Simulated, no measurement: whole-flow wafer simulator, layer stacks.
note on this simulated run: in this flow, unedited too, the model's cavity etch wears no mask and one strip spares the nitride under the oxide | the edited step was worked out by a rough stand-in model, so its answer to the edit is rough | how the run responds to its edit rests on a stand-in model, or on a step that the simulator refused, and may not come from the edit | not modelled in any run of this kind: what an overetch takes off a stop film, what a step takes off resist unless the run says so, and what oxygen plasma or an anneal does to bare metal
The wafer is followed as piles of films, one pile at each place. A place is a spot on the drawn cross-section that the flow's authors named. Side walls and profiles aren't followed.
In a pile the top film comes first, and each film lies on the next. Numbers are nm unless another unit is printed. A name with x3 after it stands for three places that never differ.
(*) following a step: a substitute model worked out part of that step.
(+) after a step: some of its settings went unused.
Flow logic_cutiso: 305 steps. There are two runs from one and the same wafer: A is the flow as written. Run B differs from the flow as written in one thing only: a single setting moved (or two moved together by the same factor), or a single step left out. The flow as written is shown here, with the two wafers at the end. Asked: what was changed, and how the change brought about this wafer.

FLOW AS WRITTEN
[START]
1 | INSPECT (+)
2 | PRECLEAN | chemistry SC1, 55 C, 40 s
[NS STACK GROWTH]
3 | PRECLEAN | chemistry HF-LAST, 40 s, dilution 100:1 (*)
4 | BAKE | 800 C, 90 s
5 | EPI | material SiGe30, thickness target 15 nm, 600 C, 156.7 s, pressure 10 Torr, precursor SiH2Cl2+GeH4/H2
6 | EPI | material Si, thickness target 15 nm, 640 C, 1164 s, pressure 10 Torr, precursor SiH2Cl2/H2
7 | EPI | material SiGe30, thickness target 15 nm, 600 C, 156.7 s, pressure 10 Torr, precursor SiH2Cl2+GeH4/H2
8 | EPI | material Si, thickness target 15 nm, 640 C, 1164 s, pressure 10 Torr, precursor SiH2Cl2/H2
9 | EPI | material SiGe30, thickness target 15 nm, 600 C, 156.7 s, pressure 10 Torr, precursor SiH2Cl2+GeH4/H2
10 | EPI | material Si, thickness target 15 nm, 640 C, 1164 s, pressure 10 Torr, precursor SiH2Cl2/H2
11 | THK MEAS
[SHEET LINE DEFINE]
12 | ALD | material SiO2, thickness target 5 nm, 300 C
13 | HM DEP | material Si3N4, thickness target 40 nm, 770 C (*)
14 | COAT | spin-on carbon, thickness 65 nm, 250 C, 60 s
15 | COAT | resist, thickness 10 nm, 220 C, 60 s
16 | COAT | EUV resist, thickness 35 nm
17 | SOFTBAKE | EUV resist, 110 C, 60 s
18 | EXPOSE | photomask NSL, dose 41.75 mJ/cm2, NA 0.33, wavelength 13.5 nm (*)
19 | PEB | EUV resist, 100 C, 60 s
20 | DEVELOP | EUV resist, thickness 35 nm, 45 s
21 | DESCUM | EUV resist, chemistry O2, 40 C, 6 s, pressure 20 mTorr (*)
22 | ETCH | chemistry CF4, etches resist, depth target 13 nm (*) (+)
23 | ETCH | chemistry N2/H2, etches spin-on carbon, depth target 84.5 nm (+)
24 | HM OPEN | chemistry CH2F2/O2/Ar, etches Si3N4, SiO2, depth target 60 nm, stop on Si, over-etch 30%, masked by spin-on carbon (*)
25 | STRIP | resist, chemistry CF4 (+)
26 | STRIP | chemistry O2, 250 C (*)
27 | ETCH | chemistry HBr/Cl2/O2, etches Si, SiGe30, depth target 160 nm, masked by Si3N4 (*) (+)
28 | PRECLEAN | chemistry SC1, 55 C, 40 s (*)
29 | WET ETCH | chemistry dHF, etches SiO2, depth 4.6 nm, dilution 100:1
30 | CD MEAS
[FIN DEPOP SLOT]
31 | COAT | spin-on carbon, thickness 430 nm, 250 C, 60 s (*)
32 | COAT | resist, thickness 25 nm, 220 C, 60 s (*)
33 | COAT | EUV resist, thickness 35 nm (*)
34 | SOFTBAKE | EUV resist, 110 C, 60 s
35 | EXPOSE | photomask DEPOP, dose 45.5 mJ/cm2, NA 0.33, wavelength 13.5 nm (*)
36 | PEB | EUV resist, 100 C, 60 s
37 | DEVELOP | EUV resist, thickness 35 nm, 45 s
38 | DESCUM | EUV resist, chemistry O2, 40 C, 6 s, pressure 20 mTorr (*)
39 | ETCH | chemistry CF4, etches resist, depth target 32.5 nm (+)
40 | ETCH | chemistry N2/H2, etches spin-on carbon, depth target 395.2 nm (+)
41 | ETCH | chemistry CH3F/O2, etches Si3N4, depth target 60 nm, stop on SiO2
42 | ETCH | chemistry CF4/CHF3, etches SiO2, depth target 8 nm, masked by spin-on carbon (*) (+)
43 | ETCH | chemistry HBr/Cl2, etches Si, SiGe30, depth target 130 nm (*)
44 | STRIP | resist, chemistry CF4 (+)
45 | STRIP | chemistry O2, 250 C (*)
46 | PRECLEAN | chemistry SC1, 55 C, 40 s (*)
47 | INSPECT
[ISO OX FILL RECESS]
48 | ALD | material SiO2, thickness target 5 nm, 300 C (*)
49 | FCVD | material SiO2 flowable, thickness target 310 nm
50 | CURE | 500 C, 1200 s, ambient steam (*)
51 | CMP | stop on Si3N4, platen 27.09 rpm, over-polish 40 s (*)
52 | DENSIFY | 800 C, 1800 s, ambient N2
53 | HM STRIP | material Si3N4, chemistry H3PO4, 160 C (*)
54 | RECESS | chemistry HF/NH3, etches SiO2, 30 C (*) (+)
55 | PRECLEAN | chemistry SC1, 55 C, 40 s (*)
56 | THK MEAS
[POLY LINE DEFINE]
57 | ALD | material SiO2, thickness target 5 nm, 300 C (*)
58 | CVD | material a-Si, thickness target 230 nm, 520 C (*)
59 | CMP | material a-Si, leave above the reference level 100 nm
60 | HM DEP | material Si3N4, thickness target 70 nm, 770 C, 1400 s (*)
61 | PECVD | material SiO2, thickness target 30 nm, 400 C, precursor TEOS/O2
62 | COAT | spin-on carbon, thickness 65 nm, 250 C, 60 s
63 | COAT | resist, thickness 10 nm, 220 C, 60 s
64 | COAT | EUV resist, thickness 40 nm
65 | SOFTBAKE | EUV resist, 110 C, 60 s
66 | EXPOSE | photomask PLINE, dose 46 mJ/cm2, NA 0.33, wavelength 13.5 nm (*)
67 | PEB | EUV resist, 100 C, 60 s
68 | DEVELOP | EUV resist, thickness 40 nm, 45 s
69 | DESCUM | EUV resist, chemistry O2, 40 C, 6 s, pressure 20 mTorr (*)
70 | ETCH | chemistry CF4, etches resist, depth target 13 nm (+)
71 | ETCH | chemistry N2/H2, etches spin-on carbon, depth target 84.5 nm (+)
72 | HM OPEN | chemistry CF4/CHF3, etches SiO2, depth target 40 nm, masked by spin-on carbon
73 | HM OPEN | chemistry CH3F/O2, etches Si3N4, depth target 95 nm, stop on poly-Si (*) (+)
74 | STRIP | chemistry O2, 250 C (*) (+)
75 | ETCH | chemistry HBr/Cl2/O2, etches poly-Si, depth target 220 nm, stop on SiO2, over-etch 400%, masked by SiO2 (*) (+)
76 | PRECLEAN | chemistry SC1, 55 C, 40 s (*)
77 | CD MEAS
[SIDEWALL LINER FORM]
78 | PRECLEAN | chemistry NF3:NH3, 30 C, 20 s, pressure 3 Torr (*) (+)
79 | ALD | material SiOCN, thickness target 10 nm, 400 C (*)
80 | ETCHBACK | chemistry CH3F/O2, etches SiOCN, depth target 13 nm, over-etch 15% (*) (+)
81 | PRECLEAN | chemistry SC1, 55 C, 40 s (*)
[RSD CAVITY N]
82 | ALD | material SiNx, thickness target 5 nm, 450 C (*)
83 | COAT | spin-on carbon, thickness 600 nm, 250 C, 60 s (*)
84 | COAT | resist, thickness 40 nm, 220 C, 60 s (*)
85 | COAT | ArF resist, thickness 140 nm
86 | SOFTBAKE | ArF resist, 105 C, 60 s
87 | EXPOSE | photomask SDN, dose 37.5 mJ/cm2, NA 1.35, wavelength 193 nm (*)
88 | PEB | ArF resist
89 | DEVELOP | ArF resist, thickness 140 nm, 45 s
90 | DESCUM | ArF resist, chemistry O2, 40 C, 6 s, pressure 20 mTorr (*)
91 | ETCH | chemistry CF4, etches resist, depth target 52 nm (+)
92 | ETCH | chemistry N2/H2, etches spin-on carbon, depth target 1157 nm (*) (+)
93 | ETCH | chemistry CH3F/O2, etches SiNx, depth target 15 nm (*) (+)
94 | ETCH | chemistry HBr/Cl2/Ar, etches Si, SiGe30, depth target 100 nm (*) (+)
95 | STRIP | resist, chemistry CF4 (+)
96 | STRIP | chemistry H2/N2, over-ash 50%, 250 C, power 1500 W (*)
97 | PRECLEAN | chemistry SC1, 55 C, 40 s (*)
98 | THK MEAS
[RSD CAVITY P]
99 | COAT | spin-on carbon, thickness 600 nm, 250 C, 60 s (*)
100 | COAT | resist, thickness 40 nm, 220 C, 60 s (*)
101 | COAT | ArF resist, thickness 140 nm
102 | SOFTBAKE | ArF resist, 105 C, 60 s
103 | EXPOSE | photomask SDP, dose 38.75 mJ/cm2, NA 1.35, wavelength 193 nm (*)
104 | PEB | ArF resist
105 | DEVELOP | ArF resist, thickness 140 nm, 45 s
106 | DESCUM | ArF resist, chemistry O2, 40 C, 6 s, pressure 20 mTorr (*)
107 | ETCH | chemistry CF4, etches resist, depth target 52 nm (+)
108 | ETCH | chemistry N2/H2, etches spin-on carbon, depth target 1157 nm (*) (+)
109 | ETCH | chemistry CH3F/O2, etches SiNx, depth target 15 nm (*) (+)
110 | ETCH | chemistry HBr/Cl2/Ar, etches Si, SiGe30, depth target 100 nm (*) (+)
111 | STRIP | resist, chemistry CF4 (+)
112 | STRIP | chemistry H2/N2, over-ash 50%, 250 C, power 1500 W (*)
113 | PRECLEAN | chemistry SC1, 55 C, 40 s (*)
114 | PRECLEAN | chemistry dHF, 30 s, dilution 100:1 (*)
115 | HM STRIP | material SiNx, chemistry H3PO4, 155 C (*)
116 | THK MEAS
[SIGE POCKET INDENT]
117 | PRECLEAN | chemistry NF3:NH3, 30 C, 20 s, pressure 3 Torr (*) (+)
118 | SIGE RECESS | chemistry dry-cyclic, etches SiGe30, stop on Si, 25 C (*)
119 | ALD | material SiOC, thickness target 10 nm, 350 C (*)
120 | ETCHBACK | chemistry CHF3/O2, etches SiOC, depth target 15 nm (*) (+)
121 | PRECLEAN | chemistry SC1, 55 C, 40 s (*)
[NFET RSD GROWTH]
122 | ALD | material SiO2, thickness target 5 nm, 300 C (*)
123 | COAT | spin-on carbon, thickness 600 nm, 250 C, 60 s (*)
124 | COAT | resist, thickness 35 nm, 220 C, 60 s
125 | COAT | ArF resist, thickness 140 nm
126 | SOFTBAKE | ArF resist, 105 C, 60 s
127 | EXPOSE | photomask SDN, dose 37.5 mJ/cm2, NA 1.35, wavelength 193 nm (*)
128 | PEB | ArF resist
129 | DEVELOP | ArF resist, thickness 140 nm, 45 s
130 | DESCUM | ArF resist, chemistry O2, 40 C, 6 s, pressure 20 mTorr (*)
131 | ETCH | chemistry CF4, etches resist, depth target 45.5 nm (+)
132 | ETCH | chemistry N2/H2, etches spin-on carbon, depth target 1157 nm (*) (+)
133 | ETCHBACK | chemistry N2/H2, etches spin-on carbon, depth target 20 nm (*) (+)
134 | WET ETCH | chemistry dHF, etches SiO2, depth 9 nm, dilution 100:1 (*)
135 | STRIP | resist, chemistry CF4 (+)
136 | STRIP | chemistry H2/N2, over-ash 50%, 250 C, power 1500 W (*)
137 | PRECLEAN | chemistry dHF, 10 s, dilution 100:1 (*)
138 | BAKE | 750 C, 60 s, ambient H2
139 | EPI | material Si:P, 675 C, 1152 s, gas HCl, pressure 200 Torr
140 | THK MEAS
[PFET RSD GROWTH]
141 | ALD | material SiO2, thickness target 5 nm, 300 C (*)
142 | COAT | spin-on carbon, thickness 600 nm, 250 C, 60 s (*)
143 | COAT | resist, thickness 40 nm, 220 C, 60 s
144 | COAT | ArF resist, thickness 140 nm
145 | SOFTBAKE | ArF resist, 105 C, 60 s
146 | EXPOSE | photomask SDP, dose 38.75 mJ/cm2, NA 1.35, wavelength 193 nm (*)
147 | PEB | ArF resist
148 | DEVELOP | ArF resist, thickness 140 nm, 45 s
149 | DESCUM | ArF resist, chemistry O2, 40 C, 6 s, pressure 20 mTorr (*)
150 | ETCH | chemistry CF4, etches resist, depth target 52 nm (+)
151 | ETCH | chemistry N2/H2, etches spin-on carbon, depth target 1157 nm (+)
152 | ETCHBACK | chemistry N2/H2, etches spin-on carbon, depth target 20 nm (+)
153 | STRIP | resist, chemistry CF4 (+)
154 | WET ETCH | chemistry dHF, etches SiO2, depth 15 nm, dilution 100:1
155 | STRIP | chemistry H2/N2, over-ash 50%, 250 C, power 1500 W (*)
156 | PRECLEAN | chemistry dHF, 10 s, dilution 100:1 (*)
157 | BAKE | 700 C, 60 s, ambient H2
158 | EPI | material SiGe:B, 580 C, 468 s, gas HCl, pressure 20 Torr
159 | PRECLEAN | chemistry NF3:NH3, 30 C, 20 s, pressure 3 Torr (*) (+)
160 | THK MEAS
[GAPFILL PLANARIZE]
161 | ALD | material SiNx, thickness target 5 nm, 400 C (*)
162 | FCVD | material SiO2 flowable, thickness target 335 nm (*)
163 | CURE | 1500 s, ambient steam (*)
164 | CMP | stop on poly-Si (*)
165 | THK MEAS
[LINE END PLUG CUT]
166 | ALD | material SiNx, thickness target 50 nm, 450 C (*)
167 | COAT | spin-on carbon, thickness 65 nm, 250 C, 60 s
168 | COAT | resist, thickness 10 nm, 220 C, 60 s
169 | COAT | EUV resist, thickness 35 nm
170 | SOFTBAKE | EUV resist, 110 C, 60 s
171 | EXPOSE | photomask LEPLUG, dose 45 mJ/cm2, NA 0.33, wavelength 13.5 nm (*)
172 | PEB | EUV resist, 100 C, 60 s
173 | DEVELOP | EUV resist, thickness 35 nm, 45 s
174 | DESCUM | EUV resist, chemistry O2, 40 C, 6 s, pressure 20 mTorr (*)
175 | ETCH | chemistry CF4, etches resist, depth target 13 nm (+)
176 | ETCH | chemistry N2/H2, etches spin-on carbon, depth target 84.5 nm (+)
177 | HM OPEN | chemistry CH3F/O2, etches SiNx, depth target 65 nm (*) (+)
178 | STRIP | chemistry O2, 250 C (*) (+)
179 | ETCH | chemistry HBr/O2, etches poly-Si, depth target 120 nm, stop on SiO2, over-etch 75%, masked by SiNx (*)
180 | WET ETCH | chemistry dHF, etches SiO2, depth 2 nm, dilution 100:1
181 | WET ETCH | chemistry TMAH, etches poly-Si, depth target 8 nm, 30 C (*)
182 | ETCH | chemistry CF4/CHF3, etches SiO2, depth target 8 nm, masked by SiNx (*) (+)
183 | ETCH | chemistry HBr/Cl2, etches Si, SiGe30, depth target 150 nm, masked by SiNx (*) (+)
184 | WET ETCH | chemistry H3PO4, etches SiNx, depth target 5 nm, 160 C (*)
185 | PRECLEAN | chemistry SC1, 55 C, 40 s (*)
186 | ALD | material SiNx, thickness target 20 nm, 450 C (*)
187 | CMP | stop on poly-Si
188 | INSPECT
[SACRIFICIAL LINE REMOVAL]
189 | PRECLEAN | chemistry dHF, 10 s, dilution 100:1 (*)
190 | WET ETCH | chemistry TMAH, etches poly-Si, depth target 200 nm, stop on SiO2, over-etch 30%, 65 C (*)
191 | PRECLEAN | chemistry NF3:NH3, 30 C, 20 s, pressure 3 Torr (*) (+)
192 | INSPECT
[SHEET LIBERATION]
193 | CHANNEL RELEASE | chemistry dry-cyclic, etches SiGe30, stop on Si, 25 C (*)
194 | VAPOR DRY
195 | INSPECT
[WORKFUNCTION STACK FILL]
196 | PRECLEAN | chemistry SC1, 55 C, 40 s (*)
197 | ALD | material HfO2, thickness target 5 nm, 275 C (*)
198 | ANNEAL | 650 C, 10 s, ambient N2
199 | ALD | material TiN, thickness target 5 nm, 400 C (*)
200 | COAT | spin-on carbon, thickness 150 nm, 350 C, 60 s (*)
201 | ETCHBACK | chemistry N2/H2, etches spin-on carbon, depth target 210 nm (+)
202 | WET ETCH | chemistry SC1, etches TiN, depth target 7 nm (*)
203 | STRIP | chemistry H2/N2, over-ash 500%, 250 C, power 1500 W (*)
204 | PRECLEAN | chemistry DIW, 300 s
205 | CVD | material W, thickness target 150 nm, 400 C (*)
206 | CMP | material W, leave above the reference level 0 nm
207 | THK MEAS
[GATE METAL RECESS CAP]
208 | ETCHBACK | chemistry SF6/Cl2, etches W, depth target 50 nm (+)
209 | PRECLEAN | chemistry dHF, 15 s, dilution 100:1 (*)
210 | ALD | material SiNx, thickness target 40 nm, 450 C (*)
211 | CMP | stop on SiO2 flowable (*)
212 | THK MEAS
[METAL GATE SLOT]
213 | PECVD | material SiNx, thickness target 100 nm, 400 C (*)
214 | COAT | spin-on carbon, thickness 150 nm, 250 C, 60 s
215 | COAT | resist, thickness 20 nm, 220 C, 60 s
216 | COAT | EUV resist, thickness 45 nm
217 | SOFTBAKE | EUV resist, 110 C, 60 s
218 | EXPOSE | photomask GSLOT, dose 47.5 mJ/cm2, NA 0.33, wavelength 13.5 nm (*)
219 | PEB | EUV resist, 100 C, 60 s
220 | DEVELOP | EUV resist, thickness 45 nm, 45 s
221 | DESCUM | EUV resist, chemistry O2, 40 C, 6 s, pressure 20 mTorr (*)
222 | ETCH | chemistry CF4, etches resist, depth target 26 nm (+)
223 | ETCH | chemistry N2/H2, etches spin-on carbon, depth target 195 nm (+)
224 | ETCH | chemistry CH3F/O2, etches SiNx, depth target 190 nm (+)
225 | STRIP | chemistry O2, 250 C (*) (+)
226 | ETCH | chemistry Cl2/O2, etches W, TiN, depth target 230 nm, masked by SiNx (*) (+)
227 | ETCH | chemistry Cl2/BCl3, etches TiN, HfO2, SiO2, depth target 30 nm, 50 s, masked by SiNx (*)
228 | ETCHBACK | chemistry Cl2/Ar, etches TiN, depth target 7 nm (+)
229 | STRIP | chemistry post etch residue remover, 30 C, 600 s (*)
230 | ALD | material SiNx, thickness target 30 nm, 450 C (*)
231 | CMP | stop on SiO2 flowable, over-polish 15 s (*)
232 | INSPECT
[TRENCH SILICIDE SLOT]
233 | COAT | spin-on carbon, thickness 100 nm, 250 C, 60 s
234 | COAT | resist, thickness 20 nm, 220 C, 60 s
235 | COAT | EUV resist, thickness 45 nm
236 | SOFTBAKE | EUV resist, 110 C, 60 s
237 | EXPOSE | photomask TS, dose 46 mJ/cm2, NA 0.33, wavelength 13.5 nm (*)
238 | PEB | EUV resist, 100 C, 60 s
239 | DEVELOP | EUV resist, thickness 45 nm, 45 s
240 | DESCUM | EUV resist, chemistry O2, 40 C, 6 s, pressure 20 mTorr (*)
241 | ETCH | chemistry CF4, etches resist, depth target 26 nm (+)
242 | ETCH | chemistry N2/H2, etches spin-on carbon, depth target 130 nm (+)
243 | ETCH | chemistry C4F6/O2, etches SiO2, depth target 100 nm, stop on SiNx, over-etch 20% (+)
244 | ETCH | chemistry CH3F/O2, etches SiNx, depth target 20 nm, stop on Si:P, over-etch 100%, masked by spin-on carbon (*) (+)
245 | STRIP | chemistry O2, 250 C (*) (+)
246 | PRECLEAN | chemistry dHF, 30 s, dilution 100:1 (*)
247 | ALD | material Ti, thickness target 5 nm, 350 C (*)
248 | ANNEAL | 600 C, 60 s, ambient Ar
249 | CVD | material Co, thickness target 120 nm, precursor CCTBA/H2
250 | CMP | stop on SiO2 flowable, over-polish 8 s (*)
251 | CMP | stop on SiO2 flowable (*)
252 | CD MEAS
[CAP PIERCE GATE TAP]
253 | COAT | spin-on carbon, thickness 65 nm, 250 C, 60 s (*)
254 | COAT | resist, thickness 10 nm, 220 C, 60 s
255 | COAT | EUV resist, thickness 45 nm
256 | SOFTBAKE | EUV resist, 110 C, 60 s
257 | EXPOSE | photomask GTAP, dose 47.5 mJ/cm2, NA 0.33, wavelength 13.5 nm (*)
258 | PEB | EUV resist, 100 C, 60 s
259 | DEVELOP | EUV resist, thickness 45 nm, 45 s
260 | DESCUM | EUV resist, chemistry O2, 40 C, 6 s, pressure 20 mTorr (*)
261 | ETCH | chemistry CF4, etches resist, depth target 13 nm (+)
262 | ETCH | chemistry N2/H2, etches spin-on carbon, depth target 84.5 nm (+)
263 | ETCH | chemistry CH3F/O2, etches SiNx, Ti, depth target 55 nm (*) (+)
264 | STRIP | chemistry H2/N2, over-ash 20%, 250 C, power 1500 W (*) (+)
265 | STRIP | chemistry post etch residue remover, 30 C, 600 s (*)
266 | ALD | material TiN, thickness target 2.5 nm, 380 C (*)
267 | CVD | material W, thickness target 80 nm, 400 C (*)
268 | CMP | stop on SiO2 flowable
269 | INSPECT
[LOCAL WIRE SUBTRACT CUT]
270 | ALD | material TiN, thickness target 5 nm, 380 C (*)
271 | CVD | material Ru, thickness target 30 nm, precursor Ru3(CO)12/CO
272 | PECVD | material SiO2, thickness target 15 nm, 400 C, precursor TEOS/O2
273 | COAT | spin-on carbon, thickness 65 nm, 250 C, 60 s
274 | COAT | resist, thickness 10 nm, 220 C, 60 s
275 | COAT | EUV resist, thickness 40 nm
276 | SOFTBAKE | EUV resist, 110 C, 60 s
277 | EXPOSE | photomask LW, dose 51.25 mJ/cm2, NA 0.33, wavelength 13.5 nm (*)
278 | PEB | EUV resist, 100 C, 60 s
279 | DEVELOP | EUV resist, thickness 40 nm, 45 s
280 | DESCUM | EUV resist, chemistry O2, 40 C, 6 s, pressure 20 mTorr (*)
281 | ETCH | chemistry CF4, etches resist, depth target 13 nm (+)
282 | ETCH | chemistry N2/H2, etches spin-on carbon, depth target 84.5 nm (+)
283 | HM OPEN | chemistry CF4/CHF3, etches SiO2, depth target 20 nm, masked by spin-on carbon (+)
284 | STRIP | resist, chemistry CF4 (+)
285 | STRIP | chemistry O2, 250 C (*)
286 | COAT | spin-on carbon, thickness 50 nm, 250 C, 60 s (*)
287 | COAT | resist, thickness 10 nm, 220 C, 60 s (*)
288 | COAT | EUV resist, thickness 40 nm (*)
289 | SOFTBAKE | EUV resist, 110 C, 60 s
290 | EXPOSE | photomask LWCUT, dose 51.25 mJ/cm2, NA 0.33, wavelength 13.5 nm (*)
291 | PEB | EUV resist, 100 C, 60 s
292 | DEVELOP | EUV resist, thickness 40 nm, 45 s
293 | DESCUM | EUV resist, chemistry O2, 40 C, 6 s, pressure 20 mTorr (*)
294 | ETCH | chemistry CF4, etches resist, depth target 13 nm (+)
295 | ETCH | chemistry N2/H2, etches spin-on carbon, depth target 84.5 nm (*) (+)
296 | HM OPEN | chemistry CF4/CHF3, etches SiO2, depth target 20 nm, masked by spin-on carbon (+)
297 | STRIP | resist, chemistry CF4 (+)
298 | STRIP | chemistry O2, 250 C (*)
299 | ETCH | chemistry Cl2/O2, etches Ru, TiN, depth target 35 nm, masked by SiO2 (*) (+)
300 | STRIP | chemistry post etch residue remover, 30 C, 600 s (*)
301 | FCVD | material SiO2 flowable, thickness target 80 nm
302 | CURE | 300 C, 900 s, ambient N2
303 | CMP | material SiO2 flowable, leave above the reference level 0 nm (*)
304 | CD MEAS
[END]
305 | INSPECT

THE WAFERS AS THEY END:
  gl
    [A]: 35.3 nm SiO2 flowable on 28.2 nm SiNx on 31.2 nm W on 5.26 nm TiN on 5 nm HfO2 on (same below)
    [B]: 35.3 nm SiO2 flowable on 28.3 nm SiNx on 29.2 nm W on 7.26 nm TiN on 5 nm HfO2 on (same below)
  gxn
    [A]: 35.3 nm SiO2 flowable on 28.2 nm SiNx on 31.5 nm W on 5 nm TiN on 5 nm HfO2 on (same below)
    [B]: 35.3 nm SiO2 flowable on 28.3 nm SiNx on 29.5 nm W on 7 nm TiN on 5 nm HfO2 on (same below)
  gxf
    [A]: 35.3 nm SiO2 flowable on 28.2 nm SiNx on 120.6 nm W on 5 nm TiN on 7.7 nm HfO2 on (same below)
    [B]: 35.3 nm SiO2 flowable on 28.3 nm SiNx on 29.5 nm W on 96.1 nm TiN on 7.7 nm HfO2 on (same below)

Cause: step 199, ALD: thickness target 7 nm was run, whereas the flow has thickness target 5 nm.
The wafer itself shows it: gxn has TiN 7, and step 199 as written asks for 5 nm.

The path from the change to this, step by step:
  199 | ALD | material TiN, thickness target 5 nm, 400 C (*)
      depop, dpovl, iso and 11 more: A +5 TiN (new film) | B +7 TiN (new film)
      gl, glp, tap: A +5.26 TiN (new film), +4.49 TiN (new film), -4.49 cavity (all of it), +4.49 TiN (new film), -4.49 cavity (all of it), +4.49 TiN (new film), -4.49 cavity (all of it) | B +7.26 TiN (new film), +4.49 TiN (new film), -4.49 cavity (all of it), +4.49 TiN (new film), -4.49 cavity (all of it), +4.49 TiN (new film), -4.49 cavity (all of it)
      (as well as at 5 more places)
  200 | COAT | spin-on carbon, thickness 150 nm, 350 C, 60 s (*)
      gl, glp: A +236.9 spin-on carbon (new film) | B +242 spin-on carbon (new film)
      gxn, gxp: A +236.9 spin-on carbon (new film) | B +242.2 spin-on carbon (new film)
      (as well as at 14 more places)
  201 | ETCHBACK | chemistry N2/H2, etches spin-on carbon, depth target 210 nm (+)
      lnr, lnrp: A -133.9 spin-on carbon (all of it) | B -138.9 spin-on carbon (all of it)
      rsdn, rsdw: A -145.8 spin-on carbon (all of it) | B -150.9 spin-on carbon (all of it)
      (as well as at 8 more places)
  202 | WET ETCH | chemistry SC1, etches TiN, depth target 7 nm (*)
      depop, dpovl, iso and 12 more: A -5 TiN (all of it) | B -7 TiN (all of it)
  203 | STRIP | chemistry H2/N2, over-ash 500%, 250 C, power 1500 W (*)
      gl, glp: A -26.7 spin-on carbon (all of it) | B -31.9 spin-on carbon (all of it)
      gxn, gxp: A -26.8 spin-on carbon (all of it) | B -32 spin-on carbon (all of it)
      (as well as at 3 more places)
  205 | CVD | material W, thickness target 150 nm, 400 C (*)
      gxf: A +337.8 W (new film) | B +246.7 W (new film)
  226 | ETCH | chemistry Cl2/O2, etches W, TiN, depth target 230 nm, masked by SiNx (*) (+)
      gfld: A -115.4 W (all of it), -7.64 TiN (all of it), -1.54 HfO2 | B -113.4 W (all of it), -9.64 TiN (all of it), -1.54 HfO2
